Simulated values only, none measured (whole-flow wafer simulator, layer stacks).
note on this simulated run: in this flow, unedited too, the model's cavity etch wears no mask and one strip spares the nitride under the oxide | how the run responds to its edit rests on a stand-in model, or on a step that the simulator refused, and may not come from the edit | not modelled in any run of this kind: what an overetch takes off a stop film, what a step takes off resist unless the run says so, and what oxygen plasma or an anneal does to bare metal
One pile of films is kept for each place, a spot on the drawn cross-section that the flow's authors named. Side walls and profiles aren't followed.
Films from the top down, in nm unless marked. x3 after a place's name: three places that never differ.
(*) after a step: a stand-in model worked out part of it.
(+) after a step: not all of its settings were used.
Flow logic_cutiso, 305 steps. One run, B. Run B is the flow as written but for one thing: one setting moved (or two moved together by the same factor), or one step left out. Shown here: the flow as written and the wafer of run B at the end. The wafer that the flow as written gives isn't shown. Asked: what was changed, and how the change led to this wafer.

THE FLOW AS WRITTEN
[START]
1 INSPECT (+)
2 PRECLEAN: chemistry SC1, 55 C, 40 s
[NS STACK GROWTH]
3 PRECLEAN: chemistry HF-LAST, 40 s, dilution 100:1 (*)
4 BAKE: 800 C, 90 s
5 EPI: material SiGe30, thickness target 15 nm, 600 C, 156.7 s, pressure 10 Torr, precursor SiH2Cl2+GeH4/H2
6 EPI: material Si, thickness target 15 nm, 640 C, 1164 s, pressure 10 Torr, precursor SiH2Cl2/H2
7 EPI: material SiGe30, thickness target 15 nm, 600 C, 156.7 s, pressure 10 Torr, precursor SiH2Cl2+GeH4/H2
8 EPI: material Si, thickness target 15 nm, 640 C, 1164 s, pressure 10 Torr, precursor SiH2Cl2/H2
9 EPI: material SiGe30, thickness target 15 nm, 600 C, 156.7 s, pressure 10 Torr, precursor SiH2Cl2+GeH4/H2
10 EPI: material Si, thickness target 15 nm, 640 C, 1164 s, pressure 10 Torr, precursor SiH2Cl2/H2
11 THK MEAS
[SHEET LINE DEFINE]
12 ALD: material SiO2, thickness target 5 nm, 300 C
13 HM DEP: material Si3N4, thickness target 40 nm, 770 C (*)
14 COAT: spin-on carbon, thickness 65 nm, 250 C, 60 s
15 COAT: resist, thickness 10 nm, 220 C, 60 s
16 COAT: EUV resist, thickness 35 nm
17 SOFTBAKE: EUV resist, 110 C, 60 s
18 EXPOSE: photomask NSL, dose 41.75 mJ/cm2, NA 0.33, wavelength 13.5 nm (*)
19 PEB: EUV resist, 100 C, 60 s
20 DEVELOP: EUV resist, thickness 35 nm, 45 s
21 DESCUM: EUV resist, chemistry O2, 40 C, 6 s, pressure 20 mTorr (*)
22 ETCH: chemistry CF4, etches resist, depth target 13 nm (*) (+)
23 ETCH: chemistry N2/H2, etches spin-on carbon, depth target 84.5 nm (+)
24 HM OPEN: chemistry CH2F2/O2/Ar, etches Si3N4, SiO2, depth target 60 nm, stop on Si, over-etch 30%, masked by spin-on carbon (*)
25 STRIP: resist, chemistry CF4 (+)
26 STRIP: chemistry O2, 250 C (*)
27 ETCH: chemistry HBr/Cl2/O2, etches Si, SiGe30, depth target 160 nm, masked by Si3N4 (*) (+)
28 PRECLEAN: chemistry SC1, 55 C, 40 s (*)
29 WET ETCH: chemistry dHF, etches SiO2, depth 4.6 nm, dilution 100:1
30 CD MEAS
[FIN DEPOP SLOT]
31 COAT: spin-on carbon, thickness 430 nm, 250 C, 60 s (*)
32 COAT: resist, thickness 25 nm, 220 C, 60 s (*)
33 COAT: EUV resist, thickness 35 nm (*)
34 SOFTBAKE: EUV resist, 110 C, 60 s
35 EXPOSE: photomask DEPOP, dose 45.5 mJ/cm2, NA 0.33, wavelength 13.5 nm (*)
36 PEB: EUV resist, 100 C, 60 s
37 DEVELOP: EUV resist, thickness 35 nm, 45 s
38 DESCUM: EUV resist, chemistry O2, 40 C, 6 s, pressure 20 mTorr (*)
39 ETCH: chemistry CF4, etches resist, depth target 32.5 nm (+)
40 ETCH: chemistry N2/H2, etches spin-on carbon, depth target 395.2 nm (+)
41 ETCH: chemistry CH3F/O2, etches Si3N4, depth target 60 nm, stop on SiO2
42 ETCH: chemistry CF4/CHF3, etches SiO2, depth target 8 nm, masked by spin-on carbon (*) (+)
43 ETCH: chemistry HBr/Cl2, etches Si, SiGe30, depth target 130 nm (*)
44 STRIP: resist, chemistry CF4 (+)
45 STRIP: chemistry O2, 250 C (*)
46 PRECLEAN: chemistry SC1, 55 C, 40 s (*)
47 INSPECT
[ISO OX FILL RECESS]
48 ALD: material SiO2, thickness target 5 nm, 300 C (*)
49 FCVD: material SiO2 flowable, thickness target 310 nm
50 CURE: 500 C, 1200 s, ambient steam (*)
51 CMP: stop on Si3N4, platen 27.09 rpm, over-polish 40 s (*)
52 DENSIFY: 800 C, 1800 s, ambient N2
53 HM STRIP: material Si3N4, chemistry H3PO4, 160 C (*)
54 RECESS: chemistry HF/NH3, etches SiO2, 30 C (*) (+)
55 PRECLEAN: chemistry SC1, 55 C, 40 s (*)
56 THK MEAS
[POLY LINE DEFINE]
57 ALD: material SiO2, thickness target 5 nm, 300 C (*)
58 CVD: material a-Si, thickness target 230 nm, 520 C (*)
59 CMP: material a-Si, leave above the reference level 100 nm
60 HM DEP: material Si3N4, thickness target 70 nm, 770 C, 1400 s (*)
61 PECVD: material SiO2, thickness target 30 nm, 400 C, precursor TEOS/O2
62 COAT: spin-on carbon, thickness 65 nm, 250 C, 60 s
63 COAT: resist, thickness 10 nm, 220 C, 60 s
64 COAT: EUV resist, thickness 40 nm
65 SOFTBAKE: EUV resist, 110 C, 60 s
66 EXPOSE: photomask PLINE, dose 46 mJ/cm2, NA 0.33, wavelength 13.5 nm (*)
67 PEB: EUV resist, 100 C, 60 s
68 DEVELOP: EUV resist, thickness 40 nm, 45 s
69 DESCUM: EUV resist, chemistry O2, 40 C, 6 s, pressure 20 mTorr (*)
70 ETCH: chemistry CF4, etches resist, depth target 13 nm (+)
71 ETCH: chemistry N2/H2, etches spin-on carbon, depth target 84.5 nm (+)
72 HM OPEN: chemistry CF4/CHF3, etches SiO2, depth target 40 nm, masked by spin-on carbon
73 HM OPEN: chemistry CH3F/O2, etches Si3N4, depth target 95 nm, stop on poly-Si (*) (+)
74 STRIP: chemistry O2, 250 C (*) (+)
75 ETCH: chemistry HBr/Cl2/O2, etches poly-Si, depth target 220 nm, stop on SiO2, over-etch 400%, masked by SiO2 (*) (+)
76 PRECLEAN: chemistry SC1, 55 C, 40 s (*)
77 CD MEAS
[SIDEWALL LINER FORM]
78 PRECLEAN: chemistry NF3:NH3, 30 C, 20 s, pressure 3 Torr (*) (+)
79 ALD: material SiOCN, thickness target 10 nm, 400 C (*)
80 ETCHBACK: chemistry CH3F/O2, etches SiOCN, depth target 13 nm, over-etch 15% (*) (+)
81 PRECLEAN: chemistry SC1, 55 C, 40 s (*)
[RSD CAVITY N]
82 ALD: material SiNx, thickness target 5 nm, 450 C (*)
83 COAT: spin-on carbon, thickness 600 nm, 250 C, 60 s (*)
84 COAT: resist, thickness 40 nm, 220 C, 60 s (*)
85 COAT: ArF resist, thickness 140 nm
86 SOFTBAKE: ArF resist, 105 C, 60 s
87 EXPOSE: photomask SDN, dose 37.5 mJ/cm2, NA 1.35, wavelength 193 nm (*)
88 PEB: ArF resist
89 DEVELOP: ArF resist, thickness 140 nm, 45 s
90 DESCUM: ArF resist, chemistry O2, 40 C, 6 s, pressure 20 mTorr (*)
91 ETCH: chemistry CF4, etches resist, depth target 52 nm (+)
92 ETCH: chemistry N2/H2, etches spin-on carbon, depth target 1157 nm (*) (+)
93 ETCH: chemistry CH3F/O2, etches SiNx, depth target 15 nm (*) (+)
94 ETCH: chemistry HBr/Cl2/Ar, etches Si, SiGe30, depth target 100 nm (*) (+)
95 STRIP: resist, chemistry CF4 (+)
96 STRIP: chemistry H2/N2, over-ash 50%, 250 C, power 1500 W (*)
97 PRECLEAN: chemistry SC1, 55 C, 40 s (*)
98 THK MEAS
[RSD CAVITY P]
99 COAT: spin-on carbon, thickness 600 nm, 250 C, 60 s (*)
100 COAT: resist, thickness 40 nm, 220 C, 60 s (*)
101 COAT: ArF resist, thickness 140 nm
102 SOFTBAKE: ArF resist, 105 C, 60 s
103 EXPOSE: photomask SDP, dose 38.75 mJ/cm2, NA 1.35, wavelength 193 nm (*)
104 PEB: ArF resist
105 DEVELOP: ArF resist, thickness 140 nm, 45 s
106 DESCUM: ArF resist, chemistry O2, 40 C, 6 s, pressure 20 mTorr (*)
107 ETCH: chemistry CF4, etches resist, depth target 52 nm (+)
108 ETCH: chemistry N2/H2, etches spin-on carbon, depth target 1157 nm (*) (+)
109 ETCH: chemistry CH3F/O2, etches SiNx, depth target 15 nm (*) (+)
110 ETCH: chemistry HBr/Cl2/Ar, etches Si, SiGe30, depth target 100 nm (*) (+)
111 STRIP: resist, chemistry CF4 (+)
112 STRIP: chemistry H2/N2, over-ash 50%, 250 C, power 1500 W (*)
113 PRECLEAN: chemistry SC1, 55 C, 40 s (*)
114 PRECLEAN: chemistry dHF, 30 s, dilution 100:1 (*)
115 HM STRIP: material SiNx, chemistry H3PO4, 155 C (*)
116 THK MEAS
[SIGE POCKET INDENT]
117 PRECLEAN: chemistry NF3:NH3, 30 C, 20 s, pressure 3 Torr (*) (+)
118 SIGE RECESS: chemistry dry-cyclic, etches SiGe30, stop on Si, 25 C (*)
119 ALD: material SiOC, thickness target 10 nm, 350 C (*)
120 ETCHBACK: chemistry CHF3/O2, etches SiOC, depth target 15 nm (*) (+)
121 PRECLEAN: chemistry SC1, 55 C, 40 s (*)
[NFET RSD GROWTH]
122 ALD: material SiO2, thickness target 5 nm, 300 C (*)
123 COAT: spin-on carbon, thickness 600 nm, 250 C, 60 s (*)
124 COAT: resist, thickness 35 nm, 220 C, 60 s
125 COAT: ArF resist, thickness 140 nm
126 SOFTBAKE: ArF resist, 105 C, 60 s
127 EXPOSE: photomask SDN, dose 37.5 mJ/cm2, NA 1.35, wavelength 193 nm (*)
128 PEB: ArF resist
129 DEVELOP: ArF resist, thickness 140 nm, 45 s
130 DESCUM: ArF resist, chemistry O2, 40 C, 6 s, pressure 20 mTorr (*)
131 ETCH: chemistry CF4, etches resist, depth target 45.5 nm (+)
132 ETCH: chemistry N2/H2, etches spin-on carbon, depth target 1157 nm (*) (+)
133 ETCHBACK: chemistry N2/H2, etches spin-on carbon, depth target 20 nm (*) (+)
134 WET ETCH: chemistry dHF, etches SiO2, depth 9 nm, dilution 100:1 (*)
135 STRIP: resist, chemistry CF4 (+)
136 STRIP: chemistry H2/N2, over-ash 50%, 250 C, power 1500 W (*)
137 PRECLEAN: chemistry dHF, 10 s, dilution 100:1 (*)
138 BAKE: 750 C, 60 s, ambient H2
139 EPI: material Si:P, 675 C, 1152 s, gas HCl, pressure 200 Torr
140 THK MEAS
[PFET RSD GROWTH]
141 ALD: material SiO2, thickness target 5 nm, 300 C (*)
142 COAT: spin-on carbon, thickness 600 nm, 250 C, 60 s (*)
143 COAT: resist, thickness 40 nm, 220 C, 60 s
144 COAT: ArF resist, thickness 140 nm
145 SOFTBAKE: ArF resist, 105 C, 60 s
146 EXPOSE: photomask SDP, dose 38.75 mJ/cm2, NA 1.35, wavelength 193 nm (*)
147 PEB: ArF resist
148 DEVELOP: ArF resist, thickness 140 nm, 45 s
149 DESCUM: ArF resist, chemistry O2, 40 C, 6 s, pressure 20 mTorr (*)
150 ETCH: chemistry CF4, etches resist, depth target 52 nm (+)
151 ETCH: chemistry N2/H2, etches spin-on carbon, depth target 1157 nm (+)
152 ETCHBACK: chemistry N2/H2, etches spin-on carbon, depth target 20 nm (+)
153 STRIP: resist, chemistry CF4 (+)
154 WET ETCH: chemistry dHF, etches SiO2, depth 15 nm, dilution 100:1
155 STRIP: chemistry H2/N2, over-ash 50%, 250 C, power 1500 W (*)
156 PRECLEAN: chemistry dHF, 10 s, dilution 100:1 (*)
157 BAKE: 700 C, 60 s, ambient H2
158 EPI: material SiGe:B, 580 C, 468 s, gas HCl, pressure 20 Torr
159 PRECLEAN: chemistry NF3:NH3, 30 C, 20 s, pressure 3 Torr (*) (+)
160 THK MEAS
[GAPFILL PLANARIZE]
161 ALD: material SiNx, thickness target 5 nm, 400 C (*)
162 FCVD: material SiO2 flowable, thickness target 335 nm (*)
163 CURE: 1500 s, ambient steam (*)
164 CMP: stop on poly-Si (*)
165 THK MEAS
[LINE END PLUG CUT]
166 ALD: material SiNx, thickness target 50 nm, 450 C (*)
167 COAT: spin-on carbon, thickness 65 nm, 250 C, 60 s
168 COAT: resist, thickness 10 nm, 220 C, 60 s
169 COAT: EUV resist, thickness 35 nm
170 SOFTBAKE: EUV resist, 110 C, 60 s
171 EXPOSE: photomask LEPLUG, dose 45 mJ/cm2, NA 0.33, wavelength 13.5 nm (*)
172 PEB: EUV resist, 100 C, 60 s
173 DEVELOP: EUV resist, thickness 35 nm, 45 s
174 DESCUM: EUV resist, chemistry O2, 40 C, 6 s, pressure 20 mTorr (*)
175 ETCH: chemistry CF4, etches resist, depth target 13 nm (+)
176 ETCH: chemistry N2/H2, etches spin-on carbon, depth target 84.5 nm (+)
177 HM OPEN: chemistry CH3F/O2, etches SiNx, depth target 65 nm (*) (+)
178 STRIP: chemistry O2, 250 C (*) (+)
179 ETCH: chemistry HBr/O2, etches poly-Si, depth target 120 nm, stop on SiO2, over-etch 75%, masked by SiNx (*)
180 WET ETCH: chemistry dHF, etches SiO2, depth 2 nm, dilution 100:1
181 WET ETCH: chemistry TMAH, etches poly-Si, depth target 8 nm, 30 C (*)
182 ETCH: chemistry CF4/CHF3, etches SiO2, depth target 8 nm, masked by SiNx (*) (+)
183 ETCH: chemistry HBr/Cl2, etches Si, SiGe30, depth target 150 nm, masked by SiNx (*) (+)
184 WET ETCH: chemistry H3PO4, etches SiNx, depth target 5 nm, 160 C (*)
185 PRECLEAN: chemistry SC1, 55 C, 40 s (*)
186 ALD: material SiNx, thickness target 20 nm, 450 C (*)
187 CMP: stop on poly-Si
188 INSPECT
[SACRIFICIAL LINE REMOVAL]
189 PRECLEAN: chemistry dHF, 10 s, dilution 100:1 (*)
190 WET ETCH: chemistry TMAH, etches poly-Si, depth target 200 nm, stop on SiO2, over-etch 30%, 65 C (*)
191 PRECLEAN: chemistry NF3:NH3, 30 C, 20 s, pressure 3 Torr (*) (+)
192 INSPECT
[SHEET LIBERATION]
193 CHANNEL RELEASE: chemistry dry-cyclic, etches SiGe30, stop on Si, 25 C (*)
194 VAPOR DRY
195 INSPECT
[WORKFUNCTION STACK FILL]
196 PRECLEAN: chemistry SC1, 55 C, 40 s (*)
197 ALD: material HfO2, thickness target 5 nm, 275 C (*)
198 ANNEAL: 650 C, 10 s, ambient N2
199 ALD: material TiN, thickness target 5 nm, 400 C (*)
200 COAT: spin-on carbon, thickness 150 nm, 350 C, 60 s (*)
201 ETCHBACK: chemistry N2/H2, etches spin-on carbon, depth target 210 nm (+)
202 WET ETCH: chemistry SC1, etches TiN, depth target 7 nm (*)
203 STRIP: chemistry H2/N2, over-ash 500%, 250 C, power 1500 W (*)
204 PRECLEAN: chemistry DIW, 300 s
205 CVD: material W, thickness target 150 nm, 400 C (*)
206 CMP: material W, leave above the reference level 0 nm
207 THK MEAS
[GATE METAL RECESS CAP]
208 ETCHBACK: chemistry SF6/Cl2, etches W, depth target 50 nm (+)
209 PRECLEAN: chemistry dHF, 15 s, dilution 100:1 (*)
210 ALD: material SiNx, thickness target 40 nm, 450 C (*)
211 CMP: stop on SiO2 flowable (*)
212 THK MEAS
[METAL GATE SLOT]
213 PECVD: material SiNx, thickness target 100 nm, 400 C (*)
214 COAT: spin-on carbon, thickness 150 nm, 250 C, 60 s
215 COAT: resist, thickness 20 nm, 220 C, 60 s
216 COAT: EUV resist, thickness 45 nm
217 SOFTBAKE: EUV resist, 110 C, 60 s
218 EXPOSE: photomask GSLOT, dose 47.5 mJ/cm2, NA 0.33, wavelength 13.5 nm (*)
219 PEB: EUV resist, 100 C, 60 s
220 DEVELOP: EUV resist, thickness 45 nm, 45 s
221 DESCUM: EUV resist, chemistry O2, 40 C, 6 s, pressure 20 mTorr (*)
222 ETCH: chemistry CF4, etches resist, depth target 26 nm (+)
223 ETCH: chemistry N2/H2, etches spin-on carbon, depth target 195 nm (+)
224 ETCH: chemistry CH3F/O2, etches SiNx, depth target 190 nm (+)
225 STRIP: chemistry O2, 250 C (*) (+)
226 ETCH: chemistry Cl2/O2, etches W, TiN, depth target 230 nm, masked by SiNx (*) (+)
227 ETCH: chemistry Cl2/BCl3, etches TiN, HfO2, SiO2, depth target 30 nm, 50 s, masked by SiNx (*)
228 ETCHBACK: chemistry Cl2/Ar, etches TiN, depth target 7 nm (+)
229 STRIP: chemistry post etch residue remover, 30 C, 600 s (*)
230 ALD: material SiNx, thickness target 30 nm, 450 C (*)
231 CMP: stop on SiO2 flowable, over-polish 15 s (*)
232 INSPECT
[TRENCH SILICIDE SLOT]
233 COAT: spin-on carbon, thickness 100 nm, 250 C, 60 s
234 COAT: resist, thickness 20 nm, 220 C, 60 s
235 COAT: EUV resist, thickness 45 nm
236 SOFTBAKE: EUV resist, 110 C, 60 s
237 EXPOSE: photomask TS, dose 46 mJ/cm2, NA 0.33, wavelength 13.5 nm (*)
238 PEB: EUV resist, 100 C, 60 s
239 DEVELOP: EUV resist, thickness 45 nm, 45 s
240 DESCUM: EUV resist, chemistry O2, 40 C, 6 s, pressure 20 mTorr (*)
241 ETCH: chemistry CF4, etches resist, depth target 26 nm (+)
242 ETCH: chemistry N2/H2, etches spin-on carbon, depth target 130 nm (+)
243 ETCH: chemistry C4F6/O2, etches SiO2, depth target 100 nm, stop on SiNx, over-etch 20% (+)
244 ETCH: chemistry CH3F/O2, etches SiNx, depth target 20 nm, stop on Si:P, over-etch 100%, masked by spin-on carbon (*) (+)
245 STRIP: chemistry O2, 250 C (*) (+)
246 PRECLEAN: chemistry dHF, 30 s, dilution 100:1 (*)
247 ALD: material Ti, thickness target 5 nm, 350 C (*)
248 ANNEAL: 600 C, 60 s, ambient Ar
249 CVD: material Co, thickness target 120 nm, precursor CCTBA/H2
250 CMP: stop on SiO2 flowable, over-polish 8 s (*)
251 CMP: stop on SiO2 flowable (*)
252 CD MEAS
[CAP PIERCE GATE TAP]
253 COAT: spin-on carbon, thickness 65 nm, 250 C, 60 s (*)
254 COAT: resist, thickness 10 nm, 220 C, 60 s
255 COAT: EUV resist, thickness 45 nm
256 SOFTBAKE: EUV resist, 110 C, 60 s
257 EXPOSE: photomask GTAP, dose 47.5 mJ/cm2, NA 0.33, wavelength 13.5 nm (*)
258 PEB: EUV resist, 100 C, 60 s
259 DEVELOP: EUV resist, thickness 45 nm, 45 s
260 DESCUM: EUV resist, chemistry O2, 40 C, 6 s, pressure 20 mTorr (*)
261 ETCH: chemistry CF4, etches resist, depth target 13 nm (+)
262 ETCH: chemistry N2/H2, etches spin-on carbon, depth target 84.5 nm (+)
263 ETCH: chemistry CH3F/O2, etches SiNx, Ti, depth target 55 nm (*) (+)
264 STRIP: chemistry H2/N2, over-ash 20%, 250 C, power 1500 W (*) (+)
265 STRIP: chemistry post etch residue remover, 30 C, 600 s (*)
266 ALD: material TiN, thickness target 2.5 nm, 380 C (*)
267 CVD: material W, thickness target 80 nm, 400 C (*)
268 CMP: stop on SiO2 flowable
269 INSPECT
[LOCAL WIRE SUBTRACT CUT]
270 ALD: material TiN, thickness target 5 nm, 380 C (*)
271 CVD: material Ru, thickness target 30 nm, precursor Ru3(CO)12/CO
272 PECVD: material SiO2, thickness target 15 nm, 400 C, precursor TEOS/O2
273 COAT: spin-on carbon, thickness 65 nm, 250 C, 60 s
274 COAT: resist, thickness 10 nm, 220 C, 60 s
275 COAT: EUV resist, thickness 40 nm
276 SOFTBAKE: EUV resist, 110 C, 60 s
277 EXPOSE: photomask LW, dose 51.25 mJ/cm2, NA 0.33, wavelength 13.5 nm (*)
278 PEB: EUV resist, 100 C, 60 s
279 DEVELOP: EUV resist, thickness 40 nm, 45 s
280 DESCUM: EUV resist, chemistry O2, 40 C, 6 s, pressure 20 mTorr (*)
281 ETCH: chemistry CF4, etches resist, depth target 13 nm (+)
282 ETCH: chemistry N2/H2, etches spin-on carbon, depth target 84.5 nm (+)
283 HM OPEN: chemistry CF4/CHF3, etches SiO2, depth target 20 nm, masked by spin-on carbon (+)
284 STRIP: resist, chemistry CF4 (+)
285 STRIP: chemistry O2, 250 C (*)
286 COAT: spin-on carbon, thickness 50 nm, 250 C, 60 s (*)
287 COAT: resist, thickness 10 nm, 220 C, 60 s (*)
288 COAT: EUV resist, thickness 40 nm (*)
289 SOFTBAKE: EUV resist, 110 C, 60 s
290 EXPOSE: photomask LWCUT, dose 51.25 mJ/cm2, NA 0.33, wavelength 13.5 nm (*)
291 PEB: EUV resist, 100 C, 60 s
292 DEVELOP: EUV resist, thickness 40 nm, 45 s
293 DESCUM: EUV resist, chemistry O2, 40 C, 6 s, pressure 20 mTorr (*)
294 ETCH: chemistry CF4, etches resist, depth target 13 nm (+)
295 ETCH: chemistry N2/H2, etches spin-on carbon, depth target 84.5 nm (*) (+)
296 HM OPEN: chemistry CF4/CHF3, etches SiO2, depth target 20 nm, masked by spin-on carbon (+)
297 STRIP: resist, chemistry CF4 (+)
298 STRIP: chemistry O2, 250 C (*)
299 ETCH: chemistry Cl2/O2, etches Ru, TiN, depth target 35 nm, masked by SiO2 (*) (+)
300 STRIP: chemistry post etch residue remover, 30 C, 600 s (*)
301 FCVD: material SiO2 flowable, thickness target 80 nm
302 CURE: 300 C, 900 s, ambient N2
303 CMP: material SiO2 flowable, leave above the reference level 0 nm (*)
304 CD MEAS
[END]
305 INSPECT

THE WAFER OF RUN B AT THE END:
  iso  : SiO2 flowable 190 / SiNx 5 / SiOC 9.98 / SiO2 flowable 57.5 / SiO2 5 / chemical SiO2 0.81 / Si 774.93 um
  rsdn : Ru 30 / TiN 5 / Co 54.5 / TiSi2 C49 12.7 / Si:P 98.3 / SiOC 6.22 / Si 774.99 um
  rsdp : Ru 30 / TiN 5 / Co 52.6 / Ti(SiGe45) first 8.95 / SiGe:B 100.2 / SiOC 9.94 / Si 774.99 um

The cause: step 120, ETCHBACK: chemistry CHF3/O2, etches SiOC, depth target 15 nm (*) (+), was left out.

How the change led to this, step by step:
  122 ALD: material SiO2, thickness target 5 nm, 300 C (*)
      depop, dpovl, gfld, gxf, isow, ns, nsgap, plug: SiO2 +5 (new film) (as written it would be: SiO2 +5)
      gxn: SiO2 +5 (new film) (as written it would be: SiO2 +6.76 (new film))
      (and at 1 more place)
  123 COAT: spin-on carbon, thickness 600 nm, 250 C, 60 s (*)
      gfld, gxf, plug: spin-on carbon +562 (new film) (as written it would be: spin-on carbon +501.8 (new film))
      lnr, lnrp, lnrt: spin-on carbon +564.6 (new film) (as written it would be: spin-on carbon +501.8 (new film))
      (and at 11 more places)
  132 ETCH: chemistry N2/H2, etches spin-on carbon, depth target 1157 nm (*) (+)
      gl, tap: spin-on carbon -562.1 (all of it), SiO2 -5 (all of it), SiOC -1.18 (as written it would be: spin-on carbon -501.7 (all of it), SiO2 -5 (all of it), Si3N4 -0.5)
      lnr, lnrt: spin-on carbon -559.3 (all of it), SiO2 -5 (all of it), SiOC -1.25 (as written it would be: spin-on carbon -496.5 (all of it), SiO2 -5 (all of it), SiOCN -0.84)
      (and at 18 more places)
  133 ETCHBACK: chemistry N2/H2, etches spin-on carbon, depth target 20 nm (*) (+)
      gl, tap: SiOC -1.18 (as written it would be: Si3N4 -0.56)
      lnr, lnrt: SiOC -1.18 (as written it would be: SiOCN -0.83)
      (and at 1 more place)
  134 WET ETCH: chemistry dHF, etches SiO2, depth 9 nm, dilution 100:1 (*)
      lnr, lnrt: SiOC -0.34 (as written it would be: SiOCN -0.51)
  135 STRIP: resist, chemistry CF4 (+)
      lnr, lnrt: SiOC -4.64 (as written it would be: SiOCN -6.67)
      gl: SiOC -5.12 (as written it would be: Si3N4 -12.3)
      (and at 19 more places)
  136 STRIP: chemistry H2/N2, over-ash 50%, 250 C, power 1500 W (*)
      gfld, gxf, plug: spin-on carbon -562 (all of it) (as written it would be: spin-on carbon -501.8 (all of it))
      rsdp, rsdw: spin-on carbon -848.6 (all of it) (as written it would be: spin-on carbon -783.2 (all of it))
      (and at 5 more places)
  139 EPI: material Si:P, 675 C, 1152 s, gas HCl, pressure 200 Torr
      rsdn: Si:P +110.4 (new film) (as written it would be: Si:P +116.9 (new film))
      rsdx: Si:P +110 (new film) (as written it would be: Si:P +116.9 (new film))
  141 ALD: material SiO2, thickness target 5 nm, 300 C (*)
      gxn: SiO2 +5 (new film) (as written it would be: SiO2 +10.1 (new film))
  142 COAT: spin-on carbon, thickness 600 nm, 250 C, 60 s (*)
      gfld, gxf: spin-on carbon +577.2 (new film) (as written it would be: spin-on carbon +525.3 (new film))
      gl, tap: spin-on carbon +593.9 (new film) (as written it would be: spin-on carbon +547.8 (new film))
      (and at 13 more places)
  151 ETCH: chemistry N2/H2, etches spin-on carbon, depth target 1157 nm (+)
      rsdp, rsdw: spin-on carbon -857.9 (all of it), SiO2 -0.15 (as written it would be: spin-on carbon -800.8 (all of it))
      depop, dpovl, gfld and 14 more: ArF resist -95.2 (all of it), resist -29 (as written it would be: ArF resist -95.2 (all of it), resist -26.7)
      (and at 3 more places)
  153 STRIP: resist, chemistry CF4 (+)
      depop, dpovl, isow, ns, nsgap: resist -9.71 (all of it) (as written it would be: resist -12 (all of it))
      gl, lnrt, rsdn, tap: resist -9.74 (all of it) (as written it would be: resist -12 (all of it))
      (and at 11 more places)
  154 WET ETCH: chemistry dHF, etches SiO2, depth 15 nm, dilution 100:1
      rsdp: SiO2 -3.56 (all of it) (as written it would be: SiO2 -2.75 (all of it), chemical SiO2 -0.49 (all of it))
      rsdw: SiO2 -3.1 (all of it) (as written it would be: SiO2 -2.25 (all of it), chemical SiO2 -0.49 (all of it))
  155 STRIP: chemistry H2/N2, over-ash 50%, 250 C, power 1500 W (*)
      gfld, gxf: spin-on carbon -577.2 (all of it) (as written it would be: spin-on carbon -525.3 (all of it))
      gl, tap: spin-on carbon -593.9 (all of it) (as written it would be: spin-on carbon -547.8 (all of it))
      (and at 8 more places)
  156 PRECLEAN: chemistry dHF, 10 s, dilution 100:1 (*)
      lnrp: SiOC -0.06 (as written it would be: SiOCN -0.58)
  158 EPI: material SiGe:B, 580 C, 468 s, gas HCl, pressure 20 Torr
      rsdp, rsdw: SiGe:B +106.6 (new film) (as written it would be: SiGe:B +116.8 (new film))
  ... 7 more steps ...
  265 STRIP: chemistry post etch residue remover, 30 C, 600 s (*)
      rsdx: Ti -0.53 (all of it) (as written it would be: nothing)
